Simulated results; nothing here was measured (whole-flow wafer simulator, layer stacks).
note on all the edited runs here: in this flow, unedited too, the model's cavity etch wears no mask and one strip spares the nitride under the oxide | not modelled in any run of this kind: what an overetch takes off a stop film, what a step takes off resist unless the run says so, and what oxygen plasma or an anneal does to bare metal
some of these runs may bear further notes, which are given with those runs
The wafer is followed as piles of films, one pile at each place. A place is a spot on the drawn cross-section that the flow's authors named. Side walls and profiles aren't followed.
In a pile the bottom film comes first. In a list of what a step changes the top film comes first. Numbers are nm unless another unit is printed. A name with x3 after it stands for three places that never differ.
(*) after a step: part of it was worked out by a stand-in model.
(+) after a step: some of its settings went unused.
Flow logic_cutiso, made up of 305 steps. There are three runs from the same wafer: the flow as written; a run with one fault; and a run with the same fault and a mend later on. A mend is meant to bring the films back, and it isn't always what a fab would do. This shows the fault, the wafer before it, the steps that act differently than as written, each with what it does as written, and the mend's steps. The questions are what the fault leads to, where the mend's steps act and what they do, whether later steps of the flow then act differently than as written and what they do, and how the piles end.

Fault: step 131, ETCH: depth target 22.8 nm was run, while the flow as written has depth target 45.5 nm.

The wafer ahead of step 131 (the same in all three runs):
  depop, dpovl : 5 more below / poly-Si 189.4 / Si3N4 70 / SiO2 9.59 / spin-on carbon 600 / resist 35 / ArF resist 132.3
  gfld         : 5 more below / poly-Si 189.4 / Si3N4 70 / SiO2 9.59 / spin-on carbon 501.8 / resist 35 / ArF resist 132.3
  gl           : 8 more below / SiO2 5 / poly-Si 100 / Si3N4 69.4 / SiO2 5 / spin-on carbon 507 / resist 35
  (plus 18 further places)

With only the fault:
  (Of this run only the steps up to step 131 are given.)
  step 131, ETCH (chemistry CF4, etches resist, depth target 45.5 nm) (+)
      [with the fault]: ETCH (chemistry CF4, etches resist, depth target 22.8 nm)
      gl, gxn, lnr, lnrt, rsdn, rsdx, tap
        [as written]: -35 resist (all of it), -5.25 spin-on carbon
        [with the fault]: -22.8 resist
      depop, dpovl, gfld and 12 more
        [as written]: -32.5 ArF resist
        [with the fault]: -16.3 ArF resist
  After step 131, at depop, dpovl, gfld and 19 more, the piles differ from the flow's by more than 2% or 0.5 nm, whichever is larger.
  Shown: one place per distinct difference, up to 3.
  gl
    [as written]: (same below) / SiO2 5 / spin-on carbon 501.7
    [with the fault]: (same below) / SiO2 5 / spin-on carbon 507 / resist 12.2
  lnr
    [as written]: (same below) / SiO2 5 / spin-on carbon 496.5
    [with the fault]: (same below) / SiO2 5 / spin-on carbon 501.8 / resist 12.2
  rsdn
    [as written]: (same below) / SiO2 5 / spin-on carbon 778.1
    [with the fault]: (same below) / SiO2 5 / spin-on carbon 783.3 / resist 12.2

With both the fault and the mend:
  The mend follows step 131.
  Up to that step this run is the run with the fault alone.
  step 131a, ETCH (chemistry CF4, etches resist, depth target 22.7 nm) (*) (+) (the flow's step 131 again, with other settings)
      depop, dpovl, gfld and 12 more
        -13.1 ArF resist
      gl, gxn, lnr, lnrt, rsdn, rsdx, tap
        -12.2 resist (all of it), -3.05 spin-on carbon
  Later steps of the flow acting differently than as written (4 more steps, not shown, differ only slightly: by at most 2% or 0.5 nm, whichever is larger):
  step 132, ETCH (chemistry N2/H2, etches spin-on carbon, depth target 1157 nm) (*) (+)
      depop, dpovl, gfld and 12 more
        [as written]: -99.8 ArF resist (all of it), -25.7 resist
        [with the mend]: -103 ArF resist (all of it), -25.7 resist
  By the end, the piles equal the flow's at every place that both follow.
